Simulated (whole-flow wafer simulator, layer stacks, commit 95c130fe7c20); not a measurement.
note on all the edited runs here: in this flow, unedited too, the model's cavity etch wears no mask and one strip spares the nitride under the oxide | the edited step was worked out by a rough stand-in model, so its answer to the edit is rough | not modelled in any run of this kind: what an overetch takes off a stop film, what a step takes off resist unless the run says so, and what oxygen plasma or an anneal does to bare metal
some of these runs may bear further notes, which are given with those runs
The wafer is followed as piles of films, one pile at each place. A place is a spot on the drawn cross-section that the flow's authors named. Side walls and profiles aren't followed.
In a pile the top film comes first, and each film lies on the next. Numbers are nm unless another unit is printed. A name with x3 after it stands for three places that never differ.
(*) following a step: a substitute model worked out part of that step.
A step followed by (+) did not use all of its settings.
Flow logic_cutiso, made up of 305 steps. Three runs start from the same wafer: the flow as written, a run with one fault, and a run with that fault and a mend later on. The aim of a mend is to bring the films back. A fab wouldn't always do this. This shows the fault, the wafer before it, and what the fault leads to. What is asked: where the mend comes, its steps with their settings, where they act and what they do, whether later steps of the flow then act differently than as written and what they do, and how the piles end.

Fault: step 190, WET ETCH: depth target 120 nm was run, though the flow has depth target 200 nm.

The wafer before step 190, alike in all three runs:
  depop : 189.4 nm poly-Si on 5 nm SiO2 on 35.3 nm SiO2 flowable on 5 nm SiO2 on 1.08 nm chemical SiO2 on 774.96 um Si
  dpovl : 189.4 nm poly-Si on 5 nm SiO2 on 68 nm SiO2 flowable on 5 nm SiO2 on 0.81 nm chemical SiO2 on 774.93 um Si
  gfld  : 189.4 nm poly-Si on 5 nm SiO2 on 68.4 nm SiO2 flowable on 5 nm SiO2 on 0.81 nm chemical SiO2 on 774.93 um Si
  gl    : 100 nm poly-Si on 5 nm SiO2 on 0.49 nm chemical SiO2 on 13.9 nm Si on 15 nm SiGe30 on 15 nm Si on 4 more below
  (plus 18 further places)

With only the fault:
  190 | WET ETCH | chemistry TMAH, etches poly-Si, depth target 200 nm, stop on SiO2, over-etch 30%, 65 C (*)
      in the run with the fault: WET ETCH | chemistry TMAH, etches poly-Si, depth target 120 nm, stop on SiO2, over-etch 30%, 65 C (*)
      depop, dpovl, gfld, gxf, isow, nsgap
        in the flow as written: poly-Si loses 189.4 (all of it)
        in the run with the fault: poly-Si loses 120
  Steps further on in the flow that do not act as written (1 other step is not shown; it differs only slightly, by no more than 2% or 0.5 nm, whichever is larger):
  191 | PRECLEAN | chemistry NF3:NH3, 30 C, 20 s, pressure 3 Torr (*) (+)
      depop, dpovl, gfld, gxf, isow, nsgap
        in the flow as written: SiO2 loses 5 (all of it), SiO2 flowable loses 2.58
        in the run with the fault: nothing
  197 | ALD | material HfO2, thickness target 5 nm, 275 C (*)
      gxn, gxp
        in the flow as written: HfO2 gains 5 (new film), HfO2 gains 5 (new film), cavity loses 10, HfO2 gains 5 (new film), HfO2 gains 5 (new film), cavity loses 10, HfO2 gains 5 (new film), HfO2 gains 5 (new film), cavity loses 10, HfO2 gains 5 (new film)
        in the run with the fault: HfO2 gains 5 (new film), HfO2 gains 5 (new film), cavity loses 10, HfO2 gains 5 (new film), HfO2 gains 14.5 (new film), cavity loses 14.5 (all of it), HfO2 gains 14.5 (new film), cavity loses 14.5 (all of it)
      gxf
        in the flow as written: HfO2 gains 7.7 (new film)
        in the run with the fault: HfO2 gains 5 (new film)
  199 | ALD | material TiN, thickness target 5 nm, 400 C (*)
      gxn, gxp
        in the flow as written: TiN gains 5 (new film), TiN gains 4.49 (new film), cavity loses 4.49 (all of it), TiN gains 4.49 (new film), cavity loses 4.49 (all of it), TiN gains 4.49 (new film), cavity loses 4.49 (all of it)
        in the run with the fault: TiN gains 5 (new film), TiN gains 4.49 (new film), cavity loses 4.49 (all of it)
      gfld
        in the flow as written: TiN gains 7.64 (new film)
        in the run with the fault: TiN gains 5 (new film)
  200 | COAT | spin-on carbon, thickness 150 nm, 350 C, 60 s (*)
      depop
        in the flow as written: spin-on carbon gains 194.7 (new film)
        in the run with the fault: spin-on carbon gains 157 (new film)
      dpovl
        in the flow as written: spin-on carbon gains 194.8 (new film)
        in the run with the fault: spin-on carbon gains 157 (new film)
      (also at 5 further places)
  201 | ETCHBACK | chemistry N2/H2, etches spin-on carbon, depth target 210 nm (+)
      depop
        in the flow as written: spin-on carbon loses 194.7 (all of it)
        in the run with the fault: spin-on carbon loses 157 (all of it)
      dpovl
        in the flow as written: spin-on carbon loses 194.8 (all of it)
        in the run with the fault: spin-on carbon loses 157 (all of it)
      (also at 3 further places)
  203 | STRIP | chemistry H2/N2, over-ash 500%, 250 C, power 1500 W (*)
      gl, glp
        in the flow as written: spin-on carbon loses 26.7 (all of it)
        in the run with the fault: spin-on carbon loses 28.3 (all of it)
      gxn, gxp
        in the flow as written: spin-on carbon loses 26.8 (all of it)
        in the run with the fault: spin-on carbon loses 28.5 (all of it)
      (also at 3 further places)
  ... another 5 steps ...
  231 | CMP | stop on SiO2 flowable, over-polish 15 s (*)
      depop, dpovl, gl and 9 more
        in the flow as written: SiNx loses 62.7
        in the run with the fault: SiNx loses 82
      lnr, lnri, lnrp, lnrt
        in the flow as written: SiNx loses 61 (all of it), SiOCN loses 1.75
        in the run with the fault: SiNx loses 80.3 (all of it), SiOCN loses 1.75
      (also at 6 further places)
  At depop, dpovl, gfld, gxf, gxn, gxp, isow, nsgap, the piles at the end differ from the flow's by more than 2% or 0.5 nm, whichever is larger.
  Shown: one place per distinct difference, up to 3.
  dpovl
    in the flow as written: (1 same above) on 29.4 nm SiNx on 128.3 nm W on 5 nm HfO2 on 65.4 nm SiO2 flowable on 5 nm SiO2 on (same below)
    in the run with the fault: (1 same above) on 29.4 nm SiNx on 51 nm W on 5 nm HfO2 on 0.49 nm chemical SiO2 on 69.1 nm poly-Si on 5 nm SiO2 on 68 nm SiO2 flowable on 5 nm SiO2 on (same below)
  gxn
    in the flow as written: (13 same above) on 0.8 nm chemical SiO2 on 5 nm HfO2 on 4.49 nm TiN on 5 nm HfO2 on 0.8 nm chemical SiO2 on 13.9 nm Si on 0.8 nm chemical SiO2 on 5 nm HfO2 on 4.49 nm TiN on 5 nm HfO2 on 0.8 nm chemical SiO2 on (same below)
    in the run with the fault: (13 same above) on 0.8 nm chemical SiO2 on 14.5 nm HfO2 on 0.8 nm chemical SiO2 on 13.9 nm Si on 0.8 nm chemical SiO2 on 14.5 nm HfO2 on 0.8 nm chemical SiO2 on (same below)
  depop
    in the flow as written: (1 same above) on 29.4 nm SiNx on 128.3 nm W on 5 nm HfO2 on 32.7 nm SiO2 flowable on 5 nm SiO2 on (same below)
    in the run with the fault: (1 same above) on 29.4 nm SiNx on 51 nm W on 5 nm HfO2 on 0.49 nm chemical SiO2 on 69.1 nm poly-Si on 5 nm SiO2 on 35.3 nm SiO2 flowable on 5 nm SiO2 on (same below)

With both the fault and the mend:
  The mend stands after step 190.
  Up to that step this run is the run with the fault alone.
  190a | WET ETCH | chemistry TMAH, etches poly-Si, depth target 80 nm, stop on SiO2, over-etch 30%, 65 C (*) (the flow's step 190 again, with other settings)
      depop, dpovl, gfld, gxf, isow, nsgap
        poly-Si loses 69.4 (all of it)
  None of the later steps of the flow acts differently than as written at any place that is followed.
  The piles end the same as the flow's at every place that both follow.
